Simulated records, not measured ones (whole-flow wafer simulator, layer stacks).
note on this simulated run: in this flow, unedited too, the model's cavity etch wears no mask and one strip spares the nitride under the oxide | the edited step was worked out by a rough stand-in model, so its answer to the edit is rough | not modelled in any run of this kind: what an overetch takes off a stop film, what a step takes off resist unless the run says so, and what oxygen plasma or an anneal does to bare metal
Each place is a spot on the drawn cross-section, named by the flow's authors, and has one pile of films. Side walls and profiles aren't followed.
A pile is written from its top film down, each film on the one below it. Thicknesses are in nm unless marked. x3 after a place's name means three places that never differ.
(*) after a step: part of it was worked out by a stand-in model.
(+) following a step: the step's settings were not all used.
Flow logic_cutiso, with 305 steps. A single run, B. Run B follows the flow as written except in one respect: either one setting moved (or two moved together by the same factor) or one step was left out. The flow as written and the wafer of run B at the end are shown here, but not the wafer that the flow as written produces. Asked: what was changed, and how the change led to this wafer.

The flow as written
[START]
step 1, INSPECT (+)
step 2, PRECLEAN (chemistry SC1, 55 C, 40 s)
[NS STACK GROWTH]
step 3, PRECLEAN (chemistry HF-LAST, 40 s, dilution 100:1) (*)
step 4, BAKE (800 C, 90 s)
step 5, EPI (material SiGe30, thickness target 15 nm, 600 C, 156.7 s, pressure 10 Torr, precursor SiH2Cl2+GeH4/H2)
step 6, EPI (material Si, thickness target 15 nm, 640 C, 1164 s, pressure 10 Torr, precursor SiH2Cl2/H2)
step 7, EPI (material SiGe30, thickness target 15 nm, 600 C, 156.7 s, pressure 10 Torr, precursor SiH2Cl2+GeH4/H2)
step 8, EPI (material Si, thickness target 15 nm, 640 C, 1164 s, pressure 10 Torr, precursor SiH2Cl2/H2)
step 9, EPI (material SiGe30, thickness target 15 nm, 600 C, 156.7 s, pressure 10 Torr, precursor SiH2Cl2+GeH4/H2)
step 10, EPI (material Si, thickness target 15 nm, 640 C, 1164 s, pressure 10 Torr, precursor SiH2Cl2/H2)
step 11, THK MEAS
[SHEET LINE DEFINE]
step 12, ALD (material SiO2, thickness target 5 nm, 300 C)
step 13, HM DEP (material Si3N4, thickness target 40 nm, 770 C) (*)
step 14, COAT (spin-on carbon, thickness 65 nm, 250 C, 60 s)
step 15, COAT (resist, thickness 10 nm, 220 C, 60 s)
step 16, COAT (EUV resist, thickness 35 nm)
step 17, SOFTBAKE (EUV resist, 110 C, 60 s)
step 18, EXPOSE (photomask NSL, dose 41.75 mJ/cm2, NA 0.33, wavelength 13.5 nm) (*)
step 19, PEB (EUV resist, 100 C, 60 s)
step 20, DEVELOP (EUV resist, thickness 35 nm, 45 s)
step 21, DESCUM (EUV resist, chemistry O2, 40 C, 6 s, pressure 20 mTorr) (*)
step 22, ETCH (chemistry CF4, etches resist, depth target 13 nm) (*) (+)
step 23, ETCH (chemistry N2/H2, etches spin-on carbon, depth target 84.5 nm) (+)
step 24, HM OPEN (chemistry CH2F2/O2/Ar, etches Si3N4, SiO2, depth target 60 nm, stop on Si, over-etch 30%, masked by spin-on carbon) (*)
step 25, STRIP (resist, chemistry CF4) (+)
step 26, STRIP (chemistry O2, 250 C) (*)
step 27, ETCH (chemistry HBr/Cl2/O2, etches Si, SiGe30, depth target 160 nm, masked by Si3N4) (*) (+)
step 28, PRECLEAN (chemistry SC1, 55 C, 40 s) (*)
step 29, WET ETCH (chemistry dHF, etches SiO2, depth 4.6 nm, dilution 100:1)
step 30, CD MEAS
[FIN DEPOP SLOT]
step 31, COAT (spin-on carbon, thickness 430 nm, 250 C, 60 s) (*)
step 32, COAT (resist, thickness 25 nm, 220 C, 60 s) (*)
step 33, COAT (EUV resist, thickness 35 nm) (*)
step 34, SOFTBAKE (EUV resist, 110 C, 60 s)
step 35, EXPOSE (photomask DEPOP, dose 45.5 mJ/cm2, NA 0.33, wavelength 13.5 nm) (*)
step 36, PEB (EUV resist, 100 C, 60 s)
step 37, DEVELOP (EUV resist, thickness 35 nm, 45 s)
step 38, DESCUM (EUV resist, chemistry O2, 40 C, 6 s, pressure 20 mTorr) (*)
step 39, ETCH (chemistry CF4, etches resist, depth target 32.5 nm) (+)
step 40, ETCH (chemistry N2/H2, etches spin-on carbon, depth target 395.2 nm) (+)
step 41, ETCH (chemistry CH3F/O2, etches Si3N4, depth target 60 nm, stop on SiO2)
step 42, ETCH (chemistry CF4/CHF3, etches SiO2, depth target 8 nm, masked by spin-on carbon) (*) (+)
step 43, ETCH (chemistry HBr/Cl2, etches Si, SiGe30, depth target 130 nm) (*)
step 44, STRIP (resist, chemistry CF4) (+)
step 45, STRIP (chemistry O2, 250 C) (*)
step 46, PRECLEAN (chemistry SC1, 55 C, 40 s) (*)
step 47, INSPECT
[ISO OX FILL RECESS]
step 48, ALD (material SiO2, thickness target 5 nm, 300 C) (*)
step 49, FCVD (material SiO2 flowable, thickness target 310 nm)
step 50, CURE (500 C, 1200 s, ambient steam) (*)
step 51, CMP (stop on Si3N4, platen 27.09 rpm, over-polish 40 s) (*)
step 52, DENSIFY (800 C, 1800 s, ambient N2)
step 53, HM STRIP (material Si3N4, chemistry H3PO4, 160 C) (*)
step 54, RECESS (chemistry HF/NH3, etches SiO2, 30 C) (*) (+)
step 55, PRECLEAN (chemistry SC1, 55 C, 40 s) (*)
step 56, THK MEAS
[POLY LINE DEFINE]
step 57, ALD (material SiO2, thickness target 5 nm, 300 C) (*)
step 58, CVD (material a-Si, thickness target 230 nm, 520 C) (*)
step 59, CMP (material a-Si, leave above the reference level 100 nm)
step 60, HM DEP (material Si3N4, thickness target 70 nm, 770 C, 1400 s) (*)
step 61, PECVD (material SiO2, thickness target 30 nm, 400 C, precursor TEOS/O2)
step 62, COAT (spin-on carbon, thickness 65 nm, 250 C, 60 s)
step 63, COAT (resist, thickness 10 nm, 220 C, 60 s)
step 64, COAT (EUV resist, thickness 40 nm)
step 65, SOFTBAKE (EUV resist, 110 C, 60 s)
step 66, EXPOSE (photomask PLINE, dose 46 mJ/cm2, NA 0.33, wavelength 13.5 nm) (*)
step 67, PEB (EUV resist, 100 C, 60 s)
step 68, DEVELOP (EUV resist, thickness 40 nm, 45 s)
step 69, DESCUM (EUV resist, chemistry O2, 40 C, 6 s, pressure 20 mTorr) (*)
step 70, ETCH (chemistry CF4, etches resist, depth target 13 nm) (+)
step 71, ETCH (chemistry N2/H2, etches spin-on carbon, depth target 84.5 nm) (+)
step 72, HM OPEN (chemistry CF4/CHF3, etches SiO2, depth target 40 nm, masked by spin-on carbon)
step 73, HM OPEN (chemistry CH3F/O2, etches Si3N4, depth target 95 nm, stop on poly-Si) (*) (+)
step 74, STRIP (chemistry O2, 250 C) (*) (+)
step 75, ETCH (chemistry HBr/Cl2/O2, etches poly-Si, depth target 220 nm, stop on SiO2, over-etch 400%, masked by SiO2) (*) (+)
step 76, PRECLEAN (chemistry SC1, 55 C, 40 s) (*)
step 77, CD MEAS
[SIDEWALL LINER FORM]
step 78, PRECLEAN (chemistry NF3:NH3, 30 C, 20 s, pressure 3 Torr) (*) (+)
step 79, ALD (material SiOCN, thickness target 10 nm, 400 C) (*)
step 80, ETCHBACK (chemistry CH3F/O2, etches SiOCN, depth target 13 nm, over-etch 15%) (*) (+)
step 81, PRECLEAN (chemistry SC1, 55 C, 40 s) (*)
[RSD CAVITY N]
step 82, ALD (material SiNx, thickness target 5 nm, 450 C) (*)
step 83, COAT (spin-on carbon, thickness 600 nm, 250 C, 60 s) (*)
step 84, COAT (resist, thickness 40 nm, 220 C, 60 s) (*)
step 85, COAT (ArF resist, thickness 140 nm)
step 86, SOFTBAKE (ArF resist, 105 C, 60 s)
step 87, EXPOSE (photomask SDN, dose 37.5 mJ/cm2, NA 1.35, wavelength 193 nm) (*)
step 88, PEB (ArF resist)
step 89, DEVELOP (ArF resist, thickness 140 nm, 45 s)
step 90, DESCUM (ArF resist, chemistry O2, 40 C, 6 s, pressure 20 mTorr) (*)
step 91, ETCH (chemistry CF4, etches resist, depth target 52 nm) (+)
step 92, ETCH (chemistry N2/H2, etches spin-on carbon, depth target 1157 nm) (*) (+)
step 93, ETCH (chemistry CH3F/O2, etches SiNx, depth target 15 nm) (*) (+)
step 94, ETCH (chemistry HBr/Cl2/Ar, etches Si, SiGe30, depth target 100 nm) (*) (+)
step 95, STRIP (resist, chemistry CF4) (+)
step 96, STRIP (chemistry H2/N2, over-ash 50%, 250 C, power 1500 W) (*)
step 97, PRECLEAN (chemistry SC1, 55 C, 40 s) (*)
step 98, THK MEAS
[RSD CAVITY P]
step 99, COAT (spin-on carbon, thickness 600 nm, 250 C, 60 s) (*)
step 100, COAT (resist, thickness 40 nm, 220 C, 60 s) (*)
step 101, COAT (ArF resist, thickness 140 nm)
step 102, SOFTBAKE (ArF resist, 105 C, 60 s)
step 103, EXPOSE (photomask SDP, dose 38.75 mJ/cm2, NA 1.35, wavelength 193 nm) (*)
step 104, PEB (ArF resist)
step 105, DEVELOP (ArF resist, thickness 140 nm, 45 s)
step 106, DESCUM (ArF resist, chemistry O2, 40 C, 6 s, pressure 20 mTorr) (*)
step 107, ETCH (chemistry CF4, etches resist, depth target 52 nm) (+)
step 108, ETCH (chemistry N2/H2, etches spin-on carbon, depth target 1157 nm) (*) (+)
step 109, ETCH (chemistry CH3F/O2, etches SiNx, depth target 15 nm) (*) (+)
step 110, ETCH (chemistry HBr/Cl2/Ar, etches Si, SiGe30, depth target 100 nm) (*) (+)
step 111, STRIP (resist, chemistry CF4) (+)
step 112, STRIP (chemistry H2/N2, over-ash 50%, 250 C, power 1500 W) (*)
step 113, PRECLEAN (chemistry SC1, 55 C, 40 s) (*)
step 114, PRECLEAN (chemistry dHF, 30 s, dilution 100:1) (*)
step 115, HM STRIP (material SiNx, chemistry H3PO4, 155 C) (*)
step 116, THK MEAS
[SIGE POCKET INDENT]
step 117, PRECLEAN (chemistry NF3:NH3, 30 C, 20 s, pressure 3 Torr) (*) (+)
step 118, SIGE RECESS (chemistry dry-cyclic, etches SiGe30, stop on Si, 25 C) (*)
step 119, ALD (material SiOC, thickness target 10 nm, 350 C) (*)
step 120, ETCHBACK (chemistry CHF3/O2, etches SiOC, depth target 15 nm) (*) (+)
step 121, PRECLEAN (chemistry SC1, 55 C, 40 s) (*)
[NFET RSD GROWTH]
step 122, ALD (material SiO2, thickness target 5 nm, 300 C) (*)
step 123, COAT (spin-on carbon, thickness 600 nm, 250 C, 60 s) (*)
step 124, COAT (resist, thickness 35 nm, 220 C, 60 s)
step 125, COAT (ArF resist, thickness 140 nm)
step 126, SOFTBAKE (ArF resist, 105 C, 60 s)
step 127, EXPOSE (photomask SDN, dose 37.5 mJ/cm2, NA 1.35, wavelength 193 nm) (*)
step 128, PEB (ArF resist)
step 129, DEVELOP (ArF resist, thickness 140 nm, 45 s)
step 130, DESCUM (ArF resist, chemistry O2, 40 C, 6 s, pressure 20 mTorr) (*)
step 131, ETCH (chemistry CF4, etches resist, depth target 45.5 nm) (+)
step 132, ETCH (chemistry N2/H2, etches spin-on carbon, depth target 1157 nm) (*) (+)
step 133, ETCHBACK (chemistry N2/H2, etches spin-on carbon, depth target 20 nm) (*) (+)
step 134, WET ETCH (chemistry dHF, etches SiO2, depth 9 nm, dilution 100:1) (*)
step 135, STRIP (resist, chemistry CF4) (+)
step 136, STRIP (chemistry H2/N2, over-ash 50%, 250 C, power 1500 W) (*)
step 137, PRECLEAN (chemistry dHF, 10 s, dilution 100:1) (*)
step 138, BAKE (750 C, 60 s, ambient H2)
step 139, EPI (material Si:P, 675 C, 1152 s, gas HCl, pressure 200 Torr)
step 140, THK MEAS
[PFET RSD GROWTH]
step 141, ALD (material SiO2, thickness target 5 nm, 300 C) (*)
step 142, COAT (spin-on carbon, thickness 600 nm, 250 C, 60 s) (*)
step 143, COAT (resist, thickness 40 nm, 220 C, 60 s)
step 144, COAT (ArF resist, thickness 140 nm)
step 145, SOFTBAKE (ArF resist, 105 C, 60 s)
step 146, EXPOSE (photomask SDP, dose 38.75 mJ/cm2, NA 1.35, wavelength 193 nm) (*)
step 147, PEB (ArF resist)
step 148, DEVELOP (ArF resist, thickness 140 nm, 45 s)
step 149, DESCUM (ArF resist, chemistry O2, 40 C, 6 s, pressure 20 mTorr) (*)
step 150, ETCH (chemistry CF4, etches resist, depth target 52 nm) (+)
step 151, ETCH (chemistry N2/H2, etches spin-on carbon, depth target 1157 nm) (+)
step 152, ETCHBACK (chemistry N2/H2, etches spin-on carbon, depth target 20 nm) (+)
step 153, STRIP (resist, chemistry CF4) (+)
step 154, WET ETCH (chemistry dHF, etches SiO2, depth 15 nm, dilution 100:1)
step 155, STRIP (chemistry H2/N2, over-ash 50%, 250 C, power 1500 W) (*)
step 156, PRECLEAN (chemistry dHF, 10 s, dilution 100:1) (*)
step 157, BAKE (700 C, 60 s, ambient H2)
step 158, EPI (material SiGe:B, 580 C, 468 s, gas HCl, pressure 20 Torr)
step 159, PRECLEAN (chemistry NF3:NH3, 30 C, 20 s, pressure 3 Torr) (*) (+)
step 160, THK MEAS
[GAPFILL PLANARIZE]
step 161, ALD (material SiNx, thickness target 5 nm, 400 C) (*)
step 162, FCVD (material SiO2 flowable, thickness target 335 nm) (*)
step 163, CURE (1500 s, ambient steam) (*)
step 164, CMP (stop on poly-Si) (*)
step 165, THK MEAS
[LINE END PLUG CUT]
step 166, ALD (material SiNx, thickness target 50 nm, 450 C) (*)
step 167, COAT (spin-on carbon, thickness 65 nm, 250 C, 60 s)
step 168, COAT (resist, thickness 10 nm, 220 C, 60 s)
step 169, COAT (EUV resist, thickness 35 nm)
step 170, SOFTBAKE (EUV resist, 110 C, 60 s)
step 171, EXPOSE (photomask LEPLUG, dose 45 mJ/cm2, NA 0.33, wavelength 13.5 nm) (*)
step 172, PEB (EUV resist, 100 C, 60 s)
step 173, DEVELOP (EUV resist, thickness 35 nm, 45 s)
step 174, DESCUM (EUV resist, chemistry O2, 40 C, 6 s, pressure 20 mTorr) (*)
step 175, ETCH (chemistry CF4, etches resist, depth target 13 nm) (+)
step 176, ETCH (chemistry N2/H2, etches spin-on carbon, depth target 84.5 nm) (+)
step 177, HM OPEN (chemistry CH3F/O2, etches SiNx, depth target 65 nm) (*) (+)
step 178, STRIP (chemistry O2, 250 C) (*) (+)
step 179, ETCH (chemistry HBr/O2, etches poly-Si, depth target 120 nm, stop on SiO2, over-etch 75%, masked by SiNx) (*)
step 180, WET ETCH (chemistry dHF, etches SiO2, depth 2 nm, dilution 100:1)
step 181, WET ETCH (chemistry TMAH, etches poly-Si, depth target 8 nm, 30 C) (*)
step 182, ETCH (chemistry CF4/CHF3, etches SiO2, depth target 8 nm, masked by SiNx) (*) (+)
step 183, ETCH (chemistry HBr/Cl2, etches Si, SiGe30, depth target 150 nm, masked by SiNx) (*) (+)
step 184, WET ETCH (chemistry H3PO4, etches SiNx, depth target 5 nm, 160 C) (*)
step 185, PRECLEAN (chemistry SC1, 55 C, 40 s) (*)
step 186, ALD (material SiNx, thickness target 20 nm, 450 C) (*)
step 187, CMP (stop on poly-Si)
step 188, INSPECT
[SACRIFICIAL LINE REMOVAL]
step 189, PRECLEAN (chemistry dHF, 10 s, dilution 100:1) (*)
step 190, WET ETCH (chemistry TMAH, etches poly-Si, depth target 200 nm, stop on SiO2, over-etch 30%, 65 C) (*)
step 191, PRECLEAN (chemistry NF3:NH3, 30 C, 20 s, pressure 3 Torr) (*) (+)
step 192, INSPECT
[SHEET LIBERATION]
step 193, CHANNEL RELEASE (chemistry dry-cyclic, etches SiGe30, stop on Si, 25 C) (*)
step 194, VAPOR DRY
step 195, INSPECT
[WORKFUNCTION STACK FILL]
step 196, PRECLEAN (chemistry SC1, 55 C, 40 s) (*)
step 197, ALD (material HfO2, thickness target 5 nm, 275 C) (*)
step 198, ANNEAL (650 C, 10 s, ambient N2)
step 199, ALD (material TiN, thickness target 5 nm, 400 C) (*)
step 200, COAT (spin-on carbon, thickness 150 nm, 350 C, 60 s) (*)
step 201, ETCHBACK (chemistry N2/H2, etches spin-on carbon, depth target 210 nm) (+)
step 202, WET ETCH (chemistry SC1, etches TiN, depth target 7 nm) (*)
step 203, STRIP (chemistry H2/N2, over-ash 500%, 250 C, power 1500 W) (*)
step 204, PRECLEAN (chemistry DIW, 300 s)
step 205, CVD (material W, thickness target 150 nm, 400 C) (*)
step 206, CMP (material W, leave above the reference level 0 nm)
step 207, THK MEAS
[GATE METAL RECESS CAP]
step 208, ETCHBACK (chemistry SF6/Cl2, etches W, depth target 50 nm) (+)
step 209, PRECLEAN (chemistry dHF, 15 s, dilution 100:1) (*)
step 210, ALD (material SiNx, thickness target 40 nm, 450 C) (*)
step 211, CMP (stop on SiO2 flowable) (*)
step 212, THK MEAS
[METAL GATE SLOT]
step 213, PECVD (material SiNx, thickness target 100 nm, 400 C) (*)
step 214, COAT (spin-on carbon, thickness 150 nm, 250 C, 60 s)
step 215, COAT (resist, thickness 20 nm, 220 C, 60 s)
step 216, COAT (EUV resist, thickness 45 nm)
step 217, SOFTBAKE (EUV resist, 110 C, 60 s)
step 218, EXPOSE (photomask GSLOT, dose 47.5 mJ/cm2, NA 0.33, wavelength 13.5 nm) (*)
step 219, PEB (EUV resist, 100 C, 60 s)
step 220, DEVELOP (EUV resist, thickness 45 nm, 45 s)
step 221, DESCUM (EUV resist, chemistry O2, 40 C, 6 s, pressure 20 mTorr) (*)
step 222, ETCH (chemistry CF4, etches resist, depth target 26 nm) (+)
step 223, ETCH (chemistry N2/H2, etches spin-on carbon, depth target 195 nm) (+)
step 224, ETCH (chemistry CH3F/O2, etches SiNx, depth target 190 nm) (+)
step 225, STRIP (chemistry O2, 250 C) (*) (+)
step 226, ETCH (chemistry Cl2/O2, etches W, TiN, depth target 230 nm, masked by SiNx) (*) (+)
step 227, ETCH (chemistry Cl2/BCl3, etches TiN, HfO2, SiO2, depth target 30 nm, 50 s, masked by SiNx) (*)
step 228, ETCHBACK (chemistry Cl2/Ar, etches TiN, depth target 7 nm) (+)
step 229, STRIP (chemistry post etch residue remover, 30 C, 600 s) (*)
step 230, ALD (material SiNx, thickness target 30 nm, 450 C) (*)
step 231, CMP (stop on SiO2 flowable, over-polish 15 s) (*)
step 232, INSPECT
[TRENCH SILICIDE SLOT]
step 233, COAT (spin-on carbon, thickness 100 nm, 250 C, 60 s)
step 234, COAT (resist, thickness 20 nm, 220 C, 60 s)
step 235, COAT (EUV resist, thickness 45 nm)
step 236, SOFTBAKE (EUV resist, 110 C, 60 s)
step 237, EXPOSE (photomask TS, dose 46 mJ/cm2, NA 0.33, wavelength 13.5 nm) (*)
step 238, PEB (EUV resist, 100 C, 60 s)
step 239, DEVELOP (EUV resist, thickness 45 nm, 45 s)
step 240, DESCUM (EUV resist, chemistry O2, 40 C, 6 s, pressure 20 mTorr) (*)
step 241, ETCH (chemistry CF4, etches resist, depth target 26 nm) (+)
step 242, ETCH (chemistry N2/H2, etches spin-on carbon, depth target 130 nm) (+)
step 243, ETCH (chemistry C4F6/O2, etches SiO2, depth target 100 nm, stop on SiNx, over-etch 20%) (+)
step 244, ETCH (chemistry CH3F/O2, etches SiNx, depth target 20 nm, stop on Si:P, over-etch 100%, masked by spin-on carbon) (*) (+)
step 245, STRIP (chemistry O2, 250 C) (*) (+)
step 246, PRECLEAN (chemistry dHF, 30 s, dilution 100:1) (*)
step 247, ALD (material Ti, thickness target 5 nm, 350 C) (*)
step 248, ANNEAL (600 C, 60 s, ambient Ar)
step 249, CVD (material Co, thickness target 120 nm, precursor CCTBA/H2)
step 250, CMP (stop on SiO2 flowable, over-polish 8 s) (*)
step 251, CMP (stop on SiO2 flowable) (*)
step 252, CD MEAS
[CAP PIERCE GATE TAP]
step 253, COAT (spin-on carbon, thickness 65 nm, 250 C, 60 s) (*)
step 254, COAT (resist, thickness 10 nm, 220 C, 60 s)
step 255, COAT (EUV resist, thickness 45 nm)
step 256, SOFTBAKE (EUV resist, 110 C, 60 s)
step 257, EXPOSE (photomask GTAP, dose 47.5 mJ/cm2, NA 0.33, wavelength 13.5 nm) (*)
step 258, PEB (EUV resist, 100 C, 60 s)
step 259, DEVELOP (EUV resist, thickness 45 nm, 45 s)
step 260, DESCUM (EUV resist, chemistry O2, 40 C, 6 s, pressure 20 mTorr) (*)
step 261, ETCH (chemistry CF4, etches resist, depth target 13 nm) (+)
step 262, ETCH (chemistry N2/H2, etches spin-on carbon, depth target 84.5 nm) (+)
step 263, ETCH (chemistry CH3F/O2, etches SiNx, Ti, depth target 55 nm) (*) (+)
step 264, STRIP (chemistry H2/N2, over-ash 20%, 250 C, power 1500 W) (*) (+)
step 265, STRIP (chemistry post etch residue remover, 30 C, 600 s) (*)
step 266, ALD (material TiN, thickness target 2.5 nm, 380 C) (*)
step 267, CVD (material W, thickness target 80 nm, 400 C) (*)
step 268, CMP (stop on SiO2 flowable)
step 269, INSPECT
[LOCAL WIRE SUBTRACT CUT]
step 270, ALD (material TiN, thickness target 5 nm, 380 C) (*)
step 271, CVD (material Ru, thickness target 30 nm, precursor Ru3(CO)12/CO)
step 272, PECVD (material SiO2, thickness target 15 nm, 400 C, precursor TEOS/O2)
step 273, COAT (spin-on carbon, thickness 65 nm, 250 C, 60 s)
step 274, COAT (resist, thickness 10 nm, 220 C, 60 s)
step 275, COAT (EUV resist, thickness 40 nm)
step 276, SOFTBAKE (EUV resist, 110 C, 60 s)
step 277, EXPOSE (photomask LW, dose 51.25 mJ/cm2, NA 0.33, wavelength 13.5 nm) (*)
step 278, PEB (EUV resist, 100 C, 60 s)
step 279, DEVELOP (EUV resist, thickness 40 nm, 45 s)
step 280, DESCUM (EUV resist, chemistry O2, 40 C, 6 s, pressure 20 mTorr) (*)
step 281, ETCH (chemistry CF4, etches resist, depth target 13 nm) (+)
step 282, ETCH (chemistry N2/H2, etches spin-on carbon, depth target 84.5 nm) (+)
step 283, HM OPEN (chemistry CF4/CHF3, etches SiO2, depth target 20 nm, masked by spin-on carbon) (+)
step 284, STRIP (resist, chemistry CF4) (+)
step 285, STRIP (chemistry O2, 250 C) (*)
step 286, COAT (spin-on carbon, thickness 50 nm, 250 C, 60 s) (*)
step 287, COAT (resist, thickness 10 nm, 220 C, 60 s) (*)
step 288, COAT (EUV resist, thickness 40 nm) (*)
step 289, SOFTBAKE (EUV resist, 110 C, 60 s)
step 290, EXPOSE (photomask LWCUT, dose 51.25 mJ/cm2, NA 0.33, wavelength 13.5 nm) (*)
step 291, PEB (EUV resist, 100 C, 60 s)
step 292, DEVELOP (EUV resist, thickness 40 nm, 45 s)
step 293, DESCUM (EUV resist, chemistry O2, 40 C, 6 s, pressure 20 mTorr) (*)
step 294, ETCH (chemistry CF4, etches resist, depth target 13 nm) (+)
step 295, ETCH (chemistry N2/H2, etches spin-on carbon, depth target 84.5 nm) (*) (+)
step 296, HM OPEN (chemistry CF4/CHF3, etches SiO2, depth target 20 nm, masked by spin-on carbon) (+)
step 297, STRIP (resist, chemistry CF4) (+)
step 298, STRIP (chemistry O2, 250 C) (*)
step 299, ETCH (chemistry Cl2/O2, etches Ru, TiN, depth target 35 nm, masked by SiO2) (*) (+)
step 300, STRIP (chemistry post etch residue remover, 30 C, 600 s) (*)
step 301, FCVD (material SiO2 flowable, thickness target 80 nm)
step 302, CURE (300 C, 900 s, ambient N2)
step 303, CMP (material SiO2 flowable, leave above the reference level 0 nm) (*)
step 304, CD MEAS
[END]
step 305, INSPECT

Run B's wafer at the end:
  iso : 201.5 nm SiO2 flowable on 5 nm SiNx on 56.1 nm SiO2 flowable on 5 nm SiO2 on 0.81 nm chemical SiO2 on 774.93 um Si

What caused this: step 119, ALD: thickness target 14.2 nm was run, though the flow has thickness target 10 nm.

How this came from the change, step by step:
  step 119, ALD (material SiOC, thickness target 10 nm, 350 C) (*)
      depop, dpovl, gfld and 14 more: SiOC gains 14.2 (new film) (as written it would have been: SiOC gains 10 (new film))
      lnr, lnrp, lnrt: SiOC gains 14.2 (new film), SiOC gains 16 (new film), cavity loses 16 (all of it), SiOC gains 16 (new film), cavity loses 16 (all of it), SiOC gains 16 (new film), cavity loses 16 (all of it) (as written it would have been: SiOC gains 10 (new film), SiOC gains 16 (new film), cavity loses 16 (all of it), SiOC gains 16 (new film), cavity loses 16 (all of it), SiOC gains 16 (new film), cavity loses 16 (all of it))
      (and at 2 other places as well)
  step 120, ETCHBACK (chemistry CHF3/O2, etches SiOC, depth target 15 nm) (*) (+)
      gl, tap: SiOC loses 14.2 (all of it), SiO2 loses 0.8 (as written it would have been: SiOC loses 10 (all of it), SiO2 loses 4.21 (all of it), Si3N4 loses 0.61)
      glp: SiOC loses 14.2 (all of it), SiO2 loses 0.8 (as written it would have been: SiOC loses 10 (all of it), SiO2 loses 4.25 (all of it), Si3N4 loses 0.58)
      (and at 19 other places as well)
  step 122, ALD (material SiO2, thickness target 5 nm, 300 C) (*)
      gl, glp, tap: SiO2 gains 5 (as written it would have been: SiO2 gains 5 (new film))
      gxn: SiO2 gains 5 (new film) (as written it would have been: SiO2 gains 6.76 (new film))
      (and at 1 other place as well)
  step 132, ETCH (chemistry N2/H2, etches spin-on carbon, depth target 1157 nm) (*) (+)
      gl, tap: spin-on carbon loses 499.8 (all of it), SiO2 loses 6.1 (as written it would have been: spin-on carbon loses 501.7 (all of it), SiO2 loses 5 (all of it), Si3N4 loses 0.5)
      gxn: spin-on carbon loses 498.3 (all of it), SiO2 loses 5 (all of it), SiOC loses 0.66 (all of it), SiO2 loses 0.5 (as written it would have been: spin-on carbon loses 499.4 (all of it), SiO2 loses 6.06)
  step 133, ETCHBACK (chemistry N2/H2, etches spin-on carbon, depth target 20 nm) (*) (+)
      gl, tap: SiO2 loses 1.11 (as written it would have been: Si3N4 loses 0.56)
      gxn: SiO2 loses 1.11 (as written it would have been: SiO2 loses 0.7 (all of it), Si3N4 loses 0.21)
  step 134, WET ETCH (chemistry dHF, etches SiO2, depth 9 nm, dilution 100:1) (*)
      gl, tap: SiO2 loses 1.16 (all of it), Si3N4 loses 0.23 (as written it would have been: Si3N4 loses 0.34)
      gxn: SiO2 loses 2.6 (all of it), Si3N4 loses 0.19 (as written it would have been: Si3N4 loses 0.34)
  step 141, ALD (material SiO2, thickness target 5 nm, 300 C) (*)
      gxn: SiO2 gains 11.7 (new film) (as written it would have been: SiO2 gains 10.1 (new film))
  step 153, STRIP (resist, chemistry CF4) (+)
      glp: SiO2 loses 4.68 (all of it) (as written it would have been: SiO2 loses 1.36 (all of it))
      gxp: SiO2 loses 1.24 (all of it) (as written it would have been: SiO2 loses 3.06 (all of it))
  step 159, PRECLEAN (chemistry NF3:NH3, 30 C, 20 s, pressure 3 Torr) (*) (+)
      gxp: SiOC loses 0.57 (all of it) (as written it would have been: Si3N4 loses 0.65)
  step 164, CMP (stop on poly-Si) (*)
      gxp: SiO2 flowable loses 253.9 (all of it), SiNx loses 5 (all of it), SiO2 loses 4.25 (all of it), Si3N4 loses 70 (all of it) (as written it would have been: SiO2 flowable loses 256.8 (all of it), SiNx loses 5 (all of it), Si3N4 loses 69.2 (all of it))
      depop, dpovl, isow, ns, nsgap: SiO2 flowable loses 326.8 (all of it), SiNx loses 5 (all of it), SiO2 loses 8.33 (all of it), Si3N4 loses 70 (all of it) (as written it would have been: SiO2 flowable loses 326.8 (all of it), SiNx loses 5 (all of it), SiO2 loses 4.13 (all of it), Si3N4 loses 70 (all of it))
      (and at 10 other places as well)
